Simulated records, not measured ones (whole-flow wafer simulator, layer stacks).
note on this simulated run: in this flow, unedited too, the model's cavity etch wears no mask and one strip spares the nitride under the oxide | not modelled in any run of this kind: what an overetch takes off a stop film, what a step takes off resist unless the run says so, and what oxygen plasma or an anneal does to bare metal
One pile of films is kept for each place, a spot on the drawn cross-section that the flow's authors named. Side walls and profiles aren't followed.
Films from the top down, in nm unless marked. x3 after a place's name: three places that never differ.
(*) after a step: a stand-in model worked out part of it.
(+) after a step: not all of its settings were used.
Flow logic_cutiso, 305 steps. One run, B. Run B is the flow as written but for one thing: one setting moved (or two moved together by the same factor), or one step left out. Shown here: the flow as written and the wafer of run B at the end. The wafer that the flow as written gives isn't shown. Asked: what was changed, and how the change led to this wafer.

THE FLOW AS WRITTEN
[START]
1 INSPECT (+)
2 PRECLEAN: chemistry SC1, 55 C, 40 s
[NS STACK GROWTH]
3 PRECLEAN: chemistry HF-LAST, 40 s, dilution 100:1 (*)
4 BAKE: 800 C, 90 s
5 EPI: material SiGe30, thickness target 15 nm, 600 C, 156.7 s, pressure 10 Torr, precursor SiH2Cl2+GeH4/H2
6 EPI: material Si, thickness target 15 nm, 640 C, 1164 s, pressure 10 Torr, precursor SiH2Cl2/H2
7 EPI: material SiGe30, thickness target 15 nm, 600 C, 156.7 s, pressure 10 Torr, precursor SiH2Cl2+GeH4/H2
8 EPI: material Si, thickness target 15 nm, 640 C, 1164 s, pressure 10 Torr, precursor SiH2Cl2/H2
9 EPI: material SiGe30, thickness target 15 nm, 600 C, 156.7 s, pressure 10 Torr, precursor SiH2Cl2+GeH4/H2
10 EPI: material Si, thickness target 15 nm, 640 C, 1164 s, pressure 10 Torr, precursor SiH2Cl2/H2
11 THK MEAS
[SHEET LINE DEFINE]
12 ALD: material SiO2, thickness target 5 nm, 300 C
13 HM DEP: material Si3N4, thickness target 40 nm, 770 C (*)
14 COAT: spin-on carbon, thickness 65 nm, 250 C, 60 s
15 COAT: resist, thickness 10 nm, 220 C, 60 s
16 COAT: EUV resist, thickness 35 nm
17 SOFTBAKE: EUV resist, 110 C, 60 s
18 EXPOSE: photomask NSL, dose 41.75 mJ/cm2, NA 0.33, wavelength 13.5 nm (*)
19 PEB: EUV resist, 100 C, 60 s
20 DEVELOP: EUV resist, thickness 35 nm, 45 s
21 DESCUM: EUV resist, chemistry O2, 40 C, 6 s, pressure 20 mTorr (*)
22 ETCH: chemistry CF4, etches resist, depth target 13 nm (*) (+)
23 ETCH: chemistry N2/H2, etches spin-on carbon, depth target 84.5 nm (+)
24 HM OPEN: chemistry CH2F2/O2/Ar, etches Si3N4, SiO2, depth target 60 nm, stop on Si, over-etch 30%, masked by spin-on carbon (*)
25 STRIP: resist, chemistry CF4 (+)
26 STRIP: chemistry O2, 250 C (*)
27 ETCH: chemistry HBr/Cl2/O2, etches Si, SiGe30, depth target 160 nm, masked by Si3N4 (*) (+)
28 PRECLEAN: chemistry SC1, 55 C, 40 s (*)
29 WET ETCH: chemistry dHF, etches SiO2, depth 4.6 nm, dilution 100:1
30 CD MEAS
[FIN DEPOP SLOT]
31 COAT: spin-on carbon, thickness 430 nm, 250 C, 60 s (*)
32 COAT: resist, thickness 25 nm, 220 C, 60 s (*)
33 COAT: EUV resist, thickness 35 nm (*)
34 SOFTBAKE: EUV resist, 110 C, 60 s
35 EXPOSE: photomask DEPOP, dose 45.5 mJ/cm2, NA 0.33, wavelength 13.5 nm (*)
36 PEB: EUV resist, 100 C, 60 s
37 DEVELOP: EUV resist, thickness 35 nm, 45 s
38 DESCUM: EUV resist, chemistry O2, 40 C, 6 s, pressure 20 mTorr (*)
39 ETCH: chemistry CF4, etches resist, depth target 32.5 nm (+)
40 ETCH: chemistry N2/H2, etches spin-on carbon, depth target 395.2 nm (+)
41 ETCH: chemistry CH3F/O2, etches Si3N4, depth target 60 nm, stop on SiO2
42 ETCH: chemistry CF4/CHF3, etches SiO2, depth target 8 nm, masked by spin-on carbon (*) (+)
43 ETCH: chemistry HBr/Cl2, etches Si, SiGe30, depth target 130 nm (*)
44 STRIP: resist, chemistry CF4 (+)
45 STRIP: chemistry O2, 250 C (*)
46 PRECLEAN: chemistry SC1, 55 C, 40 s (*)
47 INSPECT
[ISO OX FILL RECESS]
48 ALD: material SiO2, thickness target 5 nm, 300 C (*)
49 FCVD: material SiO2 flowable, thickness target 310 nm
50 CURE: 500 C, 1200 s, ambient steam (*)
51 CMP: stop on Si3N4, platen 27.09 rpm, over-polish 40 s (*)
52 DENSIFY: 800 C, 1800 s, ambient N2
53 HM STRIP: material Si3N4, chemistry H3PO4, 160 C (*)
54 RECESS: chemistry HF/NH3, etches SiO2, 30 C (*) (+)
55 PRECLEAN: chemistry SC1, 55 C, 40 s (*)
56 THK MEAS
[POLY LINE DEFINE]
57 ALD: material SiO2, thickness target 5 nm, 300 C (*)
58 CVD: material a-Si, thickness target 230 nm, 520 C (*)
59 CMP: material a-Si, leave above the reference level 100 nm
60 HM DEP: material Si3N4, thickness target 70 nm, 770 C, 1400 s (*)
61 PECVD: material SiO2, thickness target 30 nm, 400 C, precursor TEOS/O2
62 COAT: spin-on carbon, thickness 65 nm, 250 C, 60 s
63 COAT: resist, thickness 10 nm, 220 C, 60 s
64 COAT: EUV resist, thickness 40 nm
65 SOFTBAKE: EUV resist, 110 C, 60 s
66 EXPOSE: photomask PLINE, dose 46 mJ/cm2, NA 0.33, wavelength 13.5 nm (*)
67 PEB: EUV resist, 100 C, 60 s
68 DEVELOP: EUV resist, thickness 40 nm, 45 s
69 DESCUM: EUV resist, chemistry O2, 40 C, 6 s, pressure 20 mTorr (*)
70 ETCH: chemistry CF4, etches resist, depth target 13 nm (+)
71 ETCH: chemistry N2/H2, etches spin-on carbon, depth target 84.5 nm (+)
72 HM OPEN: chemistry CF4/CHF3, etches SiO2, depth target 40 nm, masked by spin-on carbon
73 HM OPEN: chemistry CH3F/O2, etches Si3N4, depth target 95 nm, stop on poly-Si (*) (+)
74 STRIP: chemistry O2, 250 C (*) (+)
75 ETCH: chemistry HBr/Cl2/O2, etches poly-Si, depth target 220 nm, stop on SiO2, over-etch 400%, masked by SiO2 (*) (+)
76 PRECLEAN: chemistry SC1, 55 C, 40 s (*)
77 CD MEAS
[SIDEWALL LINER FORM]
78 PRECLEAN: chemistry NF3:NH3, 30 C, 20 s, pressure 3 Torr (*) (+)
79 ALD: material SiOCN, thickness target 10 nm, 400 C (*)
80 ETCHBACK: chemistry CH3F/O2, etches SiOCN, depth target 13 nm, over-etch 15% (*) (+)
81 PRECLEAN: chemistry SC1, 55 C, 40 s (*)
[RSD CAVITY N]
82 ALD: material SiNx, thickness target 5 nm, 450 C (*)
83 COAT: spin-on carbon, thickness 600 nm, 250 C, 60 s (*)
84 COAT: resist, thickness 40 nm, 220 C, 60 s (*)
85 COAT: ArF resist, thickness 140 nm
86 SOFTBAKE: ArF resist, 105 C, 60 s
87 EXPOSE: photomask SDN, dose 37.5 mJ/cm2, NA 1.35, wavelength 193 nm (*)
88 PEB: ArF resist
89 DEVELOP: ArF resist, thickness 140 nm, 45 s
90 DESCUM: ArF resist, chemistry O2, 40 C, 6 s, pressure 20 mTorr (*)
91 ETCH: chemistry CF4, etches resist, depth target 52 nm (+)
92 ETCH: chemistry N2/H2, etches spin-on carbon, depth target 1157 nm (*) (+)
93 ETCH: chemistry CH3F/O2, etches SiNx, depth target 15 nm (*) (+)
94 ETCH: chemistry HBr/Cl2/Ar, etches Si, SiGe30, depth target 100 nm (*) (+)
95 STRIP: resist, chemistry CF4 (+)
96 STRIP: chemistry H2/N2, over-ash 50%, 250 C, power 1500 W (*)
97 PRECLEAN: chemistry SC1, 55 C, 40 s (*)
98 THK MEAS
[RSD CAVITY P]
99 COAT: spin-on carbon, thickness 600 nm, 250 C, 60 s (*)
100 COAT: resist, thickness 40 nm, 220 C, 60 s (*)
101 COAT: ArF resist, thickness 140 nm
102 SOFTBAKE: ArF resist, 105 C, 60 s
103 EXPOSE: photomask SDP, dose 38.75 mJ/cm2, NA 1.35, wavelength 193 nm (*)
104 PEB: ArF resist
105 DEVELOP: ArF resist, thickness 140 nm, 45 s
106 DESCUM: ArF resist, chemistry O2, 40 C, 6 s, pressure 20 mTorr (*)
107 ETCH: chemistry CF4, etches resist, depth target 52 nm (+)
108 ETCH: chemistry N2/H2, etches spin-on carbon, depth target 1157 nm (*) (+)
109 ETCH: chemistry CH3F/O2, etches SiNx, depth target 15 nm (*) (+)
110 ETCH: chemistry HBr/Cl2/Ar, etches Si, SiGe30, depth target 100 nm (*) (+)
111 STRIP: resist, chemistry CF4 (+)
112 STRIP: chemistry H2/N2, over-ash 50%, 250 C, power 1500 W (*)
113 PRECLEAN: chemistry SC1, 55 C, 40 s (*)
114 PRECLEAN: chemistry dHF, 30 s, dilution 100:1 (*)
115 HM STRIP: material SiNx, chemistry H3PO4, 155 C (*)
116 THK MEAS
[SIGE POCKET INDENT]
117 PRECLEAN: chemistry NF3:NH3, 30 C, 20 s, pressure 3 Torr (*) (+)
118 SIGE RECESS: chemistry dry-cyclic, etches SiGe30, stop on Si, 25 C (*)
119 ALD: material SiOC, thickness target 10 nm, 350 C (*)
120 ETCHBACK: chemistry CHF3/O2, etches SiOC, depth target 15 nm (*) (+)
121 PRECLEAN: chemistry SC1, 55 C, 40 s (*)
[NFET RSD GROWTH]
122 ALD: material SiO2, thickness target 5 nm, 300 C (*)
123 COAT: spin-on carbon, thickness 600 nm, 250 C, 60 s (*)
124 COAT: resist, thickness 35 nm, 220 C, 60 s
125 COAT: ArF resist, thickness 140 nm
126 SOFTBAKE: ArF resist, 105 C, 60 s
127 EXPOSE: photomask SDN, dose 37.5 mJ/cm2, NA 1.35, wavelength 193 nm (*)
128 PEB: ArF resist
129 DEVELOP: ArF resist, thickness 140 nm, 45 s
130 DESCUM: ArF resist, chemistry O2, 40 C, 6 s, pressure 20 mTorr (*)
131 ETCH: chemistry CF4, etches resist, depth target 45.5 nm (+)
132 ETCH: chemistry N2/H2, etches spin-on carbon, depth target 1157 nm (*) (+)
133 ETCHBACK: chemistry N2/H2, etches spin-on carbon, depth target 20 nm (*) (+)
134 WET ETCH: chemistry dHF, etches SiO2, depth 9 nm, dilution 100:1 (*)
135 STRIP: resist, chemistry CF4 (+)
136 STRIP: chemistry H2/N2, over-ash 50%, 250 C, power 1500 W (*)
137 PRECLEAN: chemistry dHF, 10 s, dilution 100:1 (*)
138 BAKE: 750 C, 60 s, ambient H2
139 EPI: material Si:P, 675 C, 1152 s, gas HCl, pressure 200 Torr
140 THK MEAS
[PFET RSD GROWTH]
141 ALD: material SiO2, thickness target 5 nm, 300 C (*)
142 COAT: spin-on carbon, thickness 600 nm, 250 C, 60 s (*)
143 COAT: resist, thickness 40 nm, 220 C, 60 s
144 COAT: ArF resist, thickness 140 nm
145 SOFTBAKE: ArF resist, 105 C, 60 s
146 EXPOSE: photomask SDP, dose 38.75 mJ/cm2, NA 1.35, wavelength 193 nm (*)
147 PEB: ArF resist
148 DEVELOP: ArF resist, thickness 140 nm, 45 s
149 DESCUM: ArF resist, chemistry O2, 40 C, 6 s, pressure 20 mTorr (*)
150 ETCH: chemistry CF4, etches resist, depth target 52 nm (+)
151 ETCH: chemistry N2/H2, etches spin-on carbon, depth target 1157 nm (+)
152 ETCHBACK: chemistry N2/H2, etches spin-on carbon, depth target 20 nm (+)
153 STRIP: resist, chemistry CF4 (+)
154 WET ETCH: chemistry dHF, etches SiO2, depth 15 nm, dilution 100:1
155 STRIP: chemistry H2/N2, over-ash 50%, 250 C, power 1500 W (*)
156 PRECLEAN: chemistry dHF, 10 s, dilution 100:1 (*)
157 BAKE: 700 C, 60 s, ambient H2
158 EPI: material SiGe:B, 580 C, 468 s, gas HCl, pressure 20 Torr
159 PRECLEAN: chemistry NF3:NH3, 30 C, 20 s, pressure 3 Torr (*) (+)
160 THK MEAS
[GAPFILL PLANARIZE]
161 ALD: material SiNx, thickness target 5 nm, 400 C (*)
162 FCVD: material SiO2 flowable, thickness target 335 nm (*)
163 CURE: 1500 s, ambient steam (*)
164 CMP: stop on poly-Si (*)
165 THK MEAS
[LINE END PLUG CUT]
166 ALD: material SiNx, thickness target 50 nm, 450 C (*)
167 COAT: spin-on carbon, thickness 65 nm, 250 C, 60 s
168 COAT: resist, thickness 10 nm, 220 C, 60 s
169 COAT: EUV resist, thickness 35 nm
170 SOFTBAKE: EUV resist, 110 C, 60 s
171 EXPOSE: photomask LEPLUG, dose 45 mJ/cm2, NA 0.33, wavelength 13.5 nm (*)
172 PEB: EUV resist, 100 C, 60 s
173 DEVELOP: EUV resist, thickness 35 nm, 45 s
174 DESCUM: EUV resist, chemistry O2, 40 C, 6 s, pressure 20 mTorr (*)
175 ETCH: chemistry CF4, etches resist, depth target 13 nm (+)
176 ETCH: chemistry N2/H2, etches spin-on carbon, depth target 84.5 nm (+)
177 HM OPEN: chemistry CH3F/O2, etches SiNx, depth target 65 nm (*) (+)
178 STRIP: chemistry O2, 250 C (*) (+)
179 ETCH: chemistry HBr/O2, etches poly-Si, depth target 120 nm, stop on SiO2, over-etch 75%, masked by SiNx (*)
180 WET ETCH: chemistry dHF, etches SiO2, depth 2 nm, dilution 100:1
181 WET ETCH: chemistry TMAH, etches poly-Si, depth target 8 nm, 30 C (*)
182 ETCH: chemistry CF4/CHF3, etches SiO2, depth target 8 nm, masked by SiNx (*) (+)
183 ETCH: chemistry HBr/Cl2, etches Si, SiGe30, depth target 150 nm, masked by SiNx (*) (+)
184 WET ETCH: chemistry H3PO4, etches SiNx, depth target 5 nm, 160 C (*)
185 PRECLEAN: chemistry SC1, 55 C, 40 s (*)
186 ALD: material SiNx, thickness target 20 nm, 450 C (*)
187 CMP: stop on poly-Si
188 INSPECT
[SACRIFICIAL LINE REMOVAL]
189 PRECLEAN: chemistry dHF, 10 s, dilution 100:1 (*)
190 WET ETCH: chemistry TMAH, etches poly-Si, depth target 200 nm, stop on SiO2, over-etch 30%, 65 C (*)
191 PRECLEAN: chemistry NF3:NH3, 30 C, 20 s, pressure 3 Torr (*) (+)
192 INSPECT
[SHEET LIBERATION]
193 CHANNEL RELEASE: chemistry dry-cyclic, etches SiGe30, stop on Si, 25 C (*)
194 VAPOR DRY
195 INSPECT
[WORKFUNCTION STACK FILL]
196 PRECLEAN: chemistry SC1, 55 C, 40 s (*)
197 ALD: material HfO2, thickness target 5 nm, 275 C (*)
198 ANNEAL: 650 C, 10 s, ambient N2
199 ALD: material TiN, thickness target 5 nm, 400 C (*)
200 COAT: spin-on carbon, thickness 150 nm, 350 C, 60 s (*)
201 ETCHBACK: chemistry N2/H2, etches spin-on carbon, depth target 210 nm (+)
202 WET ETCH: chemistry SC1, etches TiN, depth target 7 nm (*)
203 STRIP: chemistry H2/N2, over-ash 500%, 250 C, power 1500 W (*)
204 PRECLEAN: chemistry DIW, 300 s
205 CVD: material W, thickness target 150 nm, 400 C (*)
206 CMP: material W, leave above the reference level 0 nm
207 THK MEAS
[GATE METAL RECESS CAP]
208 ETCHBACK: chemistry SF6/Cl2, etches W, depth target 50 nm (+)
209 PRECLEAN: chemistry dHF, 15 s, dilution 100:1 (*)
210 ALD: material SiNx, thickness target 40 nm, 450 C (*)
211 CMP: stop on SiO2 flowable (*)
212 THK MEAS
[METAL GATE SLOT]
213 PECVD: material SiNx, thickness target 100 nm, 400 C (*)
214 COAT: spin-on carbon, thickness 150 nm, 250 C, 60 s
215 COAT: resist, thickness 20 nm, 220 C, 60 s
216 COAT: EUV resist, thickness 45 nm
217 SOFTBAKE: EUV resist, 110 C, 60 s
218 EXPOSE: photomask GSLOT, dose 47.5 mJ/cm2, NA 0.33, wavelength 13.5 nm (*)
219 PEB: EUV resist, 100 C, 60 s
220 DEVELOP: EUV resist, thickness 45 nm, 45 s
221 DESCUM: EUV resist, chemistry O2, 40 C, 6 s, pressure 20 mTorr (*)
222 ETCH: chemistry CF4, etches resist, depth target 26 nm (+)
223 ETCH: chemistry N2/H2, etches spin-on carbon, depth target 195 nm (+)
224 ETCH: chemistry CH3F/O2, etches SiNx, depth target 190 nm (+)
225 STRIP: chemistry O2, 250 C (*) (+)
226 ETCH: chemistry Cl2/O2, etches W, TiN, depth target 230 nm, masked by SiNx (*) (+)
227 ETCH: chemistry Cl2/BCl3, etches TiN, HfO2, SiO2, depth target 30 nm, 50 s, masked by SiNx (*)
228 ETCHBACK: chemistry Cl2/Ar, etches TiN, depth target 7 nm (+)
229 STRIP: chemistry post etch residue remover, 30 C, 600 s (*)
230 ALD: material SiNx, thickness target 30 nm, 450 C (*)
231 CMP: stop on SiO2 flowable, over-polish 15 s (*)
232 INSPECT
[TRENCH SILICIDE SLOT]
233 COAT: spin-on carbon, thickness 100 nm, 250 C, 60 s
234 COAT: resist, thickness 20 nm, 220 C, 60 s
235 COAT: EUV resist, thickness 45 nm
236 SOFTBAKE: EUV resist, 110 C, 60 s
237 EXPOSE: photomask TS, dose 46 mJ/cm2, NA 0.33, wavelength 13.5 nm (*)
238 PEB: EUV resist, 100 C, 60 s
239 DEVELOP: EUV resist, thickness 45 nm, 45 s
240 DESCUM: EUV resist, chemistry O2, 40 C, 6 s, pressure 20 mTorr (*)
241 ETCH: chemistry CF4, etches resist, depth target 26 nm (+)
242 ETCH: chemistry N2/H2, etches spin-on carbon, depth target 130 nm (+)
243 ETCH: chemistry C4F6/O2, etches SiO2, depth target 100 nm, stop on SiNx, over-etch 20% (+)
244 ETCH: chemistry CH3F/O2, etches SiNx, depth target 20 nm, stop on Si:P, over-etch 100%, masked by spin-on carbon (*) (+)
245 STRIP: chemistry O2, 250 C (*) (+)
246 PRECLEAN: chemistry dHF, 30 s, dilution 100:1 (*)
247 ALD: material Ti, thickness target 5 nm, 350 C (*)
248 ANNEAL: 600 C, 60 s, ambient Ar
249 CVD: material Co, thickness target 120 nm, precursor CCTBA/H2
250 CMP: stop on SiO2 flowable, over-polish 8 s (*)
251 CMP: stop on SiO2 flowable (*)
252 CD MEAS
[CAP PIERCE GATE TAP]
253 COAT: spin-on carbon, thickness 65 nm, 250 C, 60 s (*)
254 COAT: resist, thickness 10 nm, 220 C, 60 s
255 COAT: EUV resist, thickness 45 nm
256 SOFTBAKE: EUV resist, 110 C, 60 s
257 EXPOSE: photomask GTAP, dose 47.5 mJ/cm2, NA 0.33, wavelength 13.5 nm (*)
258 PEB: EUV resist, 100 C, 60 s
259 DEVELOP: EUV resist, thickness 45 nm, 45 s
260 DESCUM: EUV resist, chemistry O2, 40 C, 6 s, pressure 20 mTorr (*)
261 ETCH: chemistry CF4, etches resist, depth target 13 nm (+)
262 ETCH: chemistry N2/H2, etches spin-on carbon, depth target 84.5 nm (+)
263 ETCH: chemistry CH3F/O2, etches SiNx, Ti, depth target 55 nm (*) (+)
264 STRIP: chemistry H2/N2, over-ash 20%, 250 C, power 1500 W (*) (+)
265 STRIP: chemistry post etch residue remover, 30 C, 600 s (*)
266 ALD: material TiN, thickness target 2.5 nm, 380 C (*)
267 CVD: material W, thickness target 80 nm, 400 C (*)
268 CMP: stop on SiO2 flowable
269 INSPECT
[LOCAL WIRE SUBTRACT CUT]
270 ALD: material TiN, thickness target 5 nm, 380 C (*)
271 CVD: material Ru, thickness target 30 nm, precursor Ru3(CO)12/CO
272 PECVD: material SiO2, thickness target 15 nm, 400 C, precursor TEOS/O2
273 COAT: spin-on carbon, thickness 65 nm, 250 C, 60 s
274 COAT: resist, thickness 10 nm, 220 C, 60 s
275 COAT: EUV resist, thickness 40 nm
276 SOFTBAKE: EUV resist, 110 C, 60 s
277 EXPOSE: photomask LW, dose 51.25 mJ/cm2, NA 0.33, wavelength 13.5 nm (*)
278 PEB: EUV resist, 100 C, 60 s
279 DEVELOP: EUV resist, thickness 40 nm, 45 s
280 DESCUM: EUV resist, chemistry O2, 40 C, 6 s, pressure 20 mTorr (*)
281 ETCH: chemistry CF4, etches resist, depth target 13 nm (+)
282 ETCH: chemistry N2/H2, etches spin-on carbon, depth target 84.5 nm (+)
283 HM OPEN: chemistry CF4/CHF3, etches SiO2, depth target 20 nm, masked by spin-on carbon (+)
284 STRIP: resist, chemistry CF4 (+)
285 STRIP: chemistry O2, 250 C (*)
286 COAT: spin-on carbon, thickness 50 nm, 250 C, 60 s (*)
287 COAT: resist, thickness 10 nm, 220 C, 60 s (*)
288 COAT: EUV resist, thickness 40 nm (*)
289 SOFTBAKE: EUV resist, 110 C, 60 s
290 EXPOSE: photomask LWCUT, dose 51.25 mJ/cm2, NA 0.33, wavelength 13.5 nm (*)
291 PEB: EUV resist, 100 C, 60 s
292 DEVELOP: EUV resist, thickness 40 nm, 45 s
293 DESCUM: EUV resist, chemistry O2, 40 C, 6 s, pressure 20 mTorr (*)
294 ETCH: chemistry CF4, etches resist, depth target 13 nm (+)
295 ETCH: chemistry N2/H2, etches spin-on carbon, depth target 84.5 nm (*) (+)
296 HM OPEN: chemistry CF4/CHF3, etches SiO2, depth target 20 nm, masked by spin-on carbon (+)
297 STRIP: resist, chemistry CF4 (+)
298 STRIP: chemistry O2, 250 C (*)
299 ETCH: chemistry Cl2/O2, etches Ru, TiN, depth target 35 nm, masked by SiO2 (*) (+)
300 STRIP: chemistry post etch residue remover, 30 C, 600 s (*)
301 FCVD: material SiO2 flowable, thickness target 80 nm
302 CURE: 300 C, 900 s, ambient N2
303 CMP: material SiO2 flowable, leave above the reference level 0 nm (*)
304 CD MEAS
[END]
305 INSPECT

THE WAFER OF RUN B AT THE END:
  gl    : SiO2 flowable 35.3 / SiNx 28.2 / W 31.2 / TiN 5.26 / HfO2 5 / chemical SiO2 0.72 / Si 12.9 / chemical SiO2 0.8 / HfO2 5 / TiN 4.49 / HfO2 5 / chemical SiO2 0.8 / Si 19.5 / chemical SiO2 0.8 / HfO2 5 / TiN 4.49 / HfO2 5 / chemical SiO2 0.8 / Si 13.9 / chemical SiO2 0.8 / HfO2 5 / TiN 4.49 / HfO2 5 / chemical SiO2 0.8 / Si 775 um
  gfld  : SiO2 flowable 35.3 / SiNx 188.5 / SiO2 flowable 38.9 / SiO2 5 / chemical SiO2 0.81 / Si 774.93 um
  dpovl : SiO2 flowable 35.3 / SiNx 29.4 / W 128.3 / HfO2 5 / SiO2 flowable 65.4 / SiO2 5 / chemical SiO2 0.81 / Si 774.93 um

The cause: step 8, EPI: thickness target 20.6 nm was run, where the flow has thickness target 15 nm; step 8, EPI: 1601 s was run, where the flow has 1164 s.

How the change led to this, step by step:
  8 EPI: material Si, thickness target 15 nm, 640 C, 1164 s, pressure 10 Torr, precursor SiH2Cl2/H2
      depop, dpovl, gfld and 19 more: Si +20.6 (new film) (as written it would be: Si +15 (new film))
  27 ETCH: chemistry HBr/Cl2/O2, etches Si, SiGe30, depth target 160 nm, masked by Si3N4 (*) (+)
      gfld, gxf, iso, lnri: chemical SiO2 -0.79 (all of it), Si -11.4 (all of it), SiGe30 -15 (all of it), Si -20.6 (all of it), SiGe30 -15 (all of it), Si -15 (all of it), SiGe30 -15 (all of it), Si -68 (as written it would be: chemical SiO2 -0.79 (all of it), Si -11.4 (all of it), SiGe30 -15 (all of it), Si -15 (all of it), SiGe30 -15 (all of it), Si -15 (all of it), SiGe30 -15 (all of it), Si -73.6)
      dpovl, nsgap: chemical SiO2 -0.79 (all of it), Si -11.8 (all of it), SiGe30 -15 (all of it), Si -20.6 (all of it), SiGe30 -15 (all of it), Si -15 (all of it), SiGe30 -15 (all of it), Si -67.6 (as written it would be: chemical SiO2 -0.79 (all of it), Si -11.8 (all of it), SiGe30 -15 (all of it), Si -15 (all of it), SiGe30 -15 (all of it), Si -15 (all of it), SiGe30 -15 (all of it), Si -73.2)
      (and at 1 more place)
  43 ETCH: chemistry HBr/Cl2, etches Si, SiGe30, depth target 130 nm (*)
      depop: Si -14 (all of it), SiGe30 -15 (all of it), Si -20.6 (all of it), SiGe30 -15 (all of it), Si -15 (all of it), SiGe30 -15 (all of it), Si -35.3 (as written it would be: Si -14 (all of it), SiGe30 -15 (all of it), Si -15 (all of it), SiGe30 -15 (all of it), Si -15 (all of it), SiGe30 -15 (all of it), Si -41)
  94 ETCH: chemistry HBr/Cl2/Ar, etches Si, SiGe30, depth target 100 nm (*) (+)
      rsdn, rsdx: chemical SiO2 -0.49 (all of it), Si -12.8 (all of it), SiGe30 -15 (all of it), Si -20.6 (all of it), SiGe30 -15 (all of it), Si -15 (all of it), SiGe30 -15 (all of it), Si -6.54 (as written it would be: chemical SiO2 -0.49 (all of it), Si -12.8 (all of it), SiGe30 -15 (all of it), Si -15 (all of it), SiGe30 -15 (all of it), Si -15 (all of it), SiGe30 -15 (all of it), Si -12.2)
  110 ETCH: chemistry HBr/Cl2/Ar, etches Si, SiGe30, depth target 100 nm (*) (+)
      rsdp, rsdw: chemical SiO2 -0.49 (all of it), Si -12.8 (all of it), SiGe30 -15 (all of it), Si -20.6 (all of it), SiGe30 -15 (all of it), Si -15 (all of it), SiGe30 -15 (all of it), Si -6.54 (as written it would be: chemical SiO2 -0.49 (all of it), Si -12.8 (all of it), SiGe30 -15 (all of it), Si -15 (all of it), SiGe30 -15 (all of it), Si -15 (all of it), SiGe30 -15 (all of it), Si -12.2)
  183 ETCH: chemistry HBr/Cl2, etches Si, SiGe30, depth target 150 nm, masked by SiNx (*) (+)
      plug: Si -13.6 (all of it), SiGe30 -15 (all of it), Si -20.6 (all of it), SiGe30 -15 (all of it), Si -15 (all of it), SiGe30 -15 (all of it), Si -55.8 (as written it would be: Si -13.6 (all of it), SiGe30 -15 (all of it), Si -15 (all of it), SiGe30 -15 (all of it), Si -15 (all of it), SiGe30 -15 (all of it), Si -61.4)
